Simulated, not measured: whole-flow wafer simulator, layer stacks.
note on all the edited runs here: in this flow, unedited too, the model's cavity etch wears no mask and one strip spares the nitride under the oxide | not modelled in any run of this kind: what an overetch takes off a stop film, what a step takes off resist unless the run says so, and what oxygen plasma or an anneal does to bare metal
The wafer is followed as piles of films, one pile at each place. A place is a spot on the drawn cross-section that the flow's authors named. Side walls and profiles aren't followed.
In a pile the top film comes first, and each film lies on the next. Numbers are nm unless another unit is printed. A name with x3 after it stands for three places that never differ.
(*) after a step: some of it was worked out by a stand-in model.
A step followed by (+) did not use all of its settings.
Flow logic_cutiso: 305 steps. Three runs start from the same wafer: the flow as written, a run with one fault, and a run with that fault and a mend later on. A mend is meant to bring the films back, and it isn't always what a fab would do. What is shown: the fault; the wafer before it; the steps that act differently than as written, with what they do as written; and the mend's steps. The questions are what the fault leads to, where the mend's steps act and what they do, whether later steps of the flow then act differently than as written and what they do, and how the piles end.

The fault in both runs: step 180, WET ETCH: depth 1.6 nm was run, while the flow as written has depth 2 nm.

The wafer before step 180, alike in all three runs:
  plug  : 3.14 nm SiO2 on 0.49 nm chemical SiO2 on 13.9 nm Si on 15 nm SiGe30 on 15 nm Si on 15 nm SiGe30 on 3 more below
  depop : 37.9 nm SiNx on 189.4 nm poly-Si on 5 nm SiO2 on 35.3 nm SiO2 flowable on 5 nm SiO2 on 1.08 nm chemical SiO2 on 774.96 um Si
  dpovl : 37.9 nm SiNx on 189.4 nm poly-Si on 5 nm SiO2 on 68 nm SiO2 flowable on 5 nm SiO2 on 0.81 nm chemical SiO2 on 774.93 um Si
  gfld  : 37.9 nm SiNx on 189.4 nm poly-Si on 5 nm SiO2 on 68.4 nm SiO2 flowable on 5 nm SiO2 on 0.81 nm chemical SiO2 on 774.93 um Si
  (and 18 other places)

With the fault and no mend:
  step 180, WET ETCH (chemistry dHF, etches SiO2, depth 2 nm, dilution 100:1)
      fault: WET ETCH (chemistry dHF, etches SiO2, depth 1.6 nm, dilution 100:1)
      acts as it does as written at every place that is followed, but for slight differences, by at most 2% or 0.5 nm, whichever is larger
  Later steps of the flow acting differently than as written (3 other steps are not shown; they differ only slightly, by no more than 2% or 0.5 nm, whichever is larger):
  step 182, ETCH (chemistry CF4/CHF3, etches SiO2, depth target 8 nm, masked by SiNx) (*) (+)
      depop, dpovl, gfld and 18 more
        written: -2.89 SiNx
        fault: -3.59 SiNx
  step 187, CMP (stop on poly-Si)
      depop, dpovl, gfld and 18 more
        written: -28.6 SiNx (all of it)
        fault: -27.9 SiNx (all of it)
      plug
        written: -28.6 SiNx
        fault: -27.9 SiNx
  When the end is reached, the piles differ only a little from the flow's at the places that both follow, at most by 2% or 0.5 nm, whichever is larger.

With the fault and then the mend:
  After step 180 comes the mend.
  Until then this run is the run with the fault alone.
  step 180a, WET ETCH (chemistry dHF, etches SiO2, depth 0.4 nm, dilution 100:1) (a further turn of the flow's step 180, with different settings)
      plug
        -0.4 SiO2
  None of the later steps of the flow acts differently than as written at any place that is followed.
  The piles end the same as the flow's at every place that both follow.
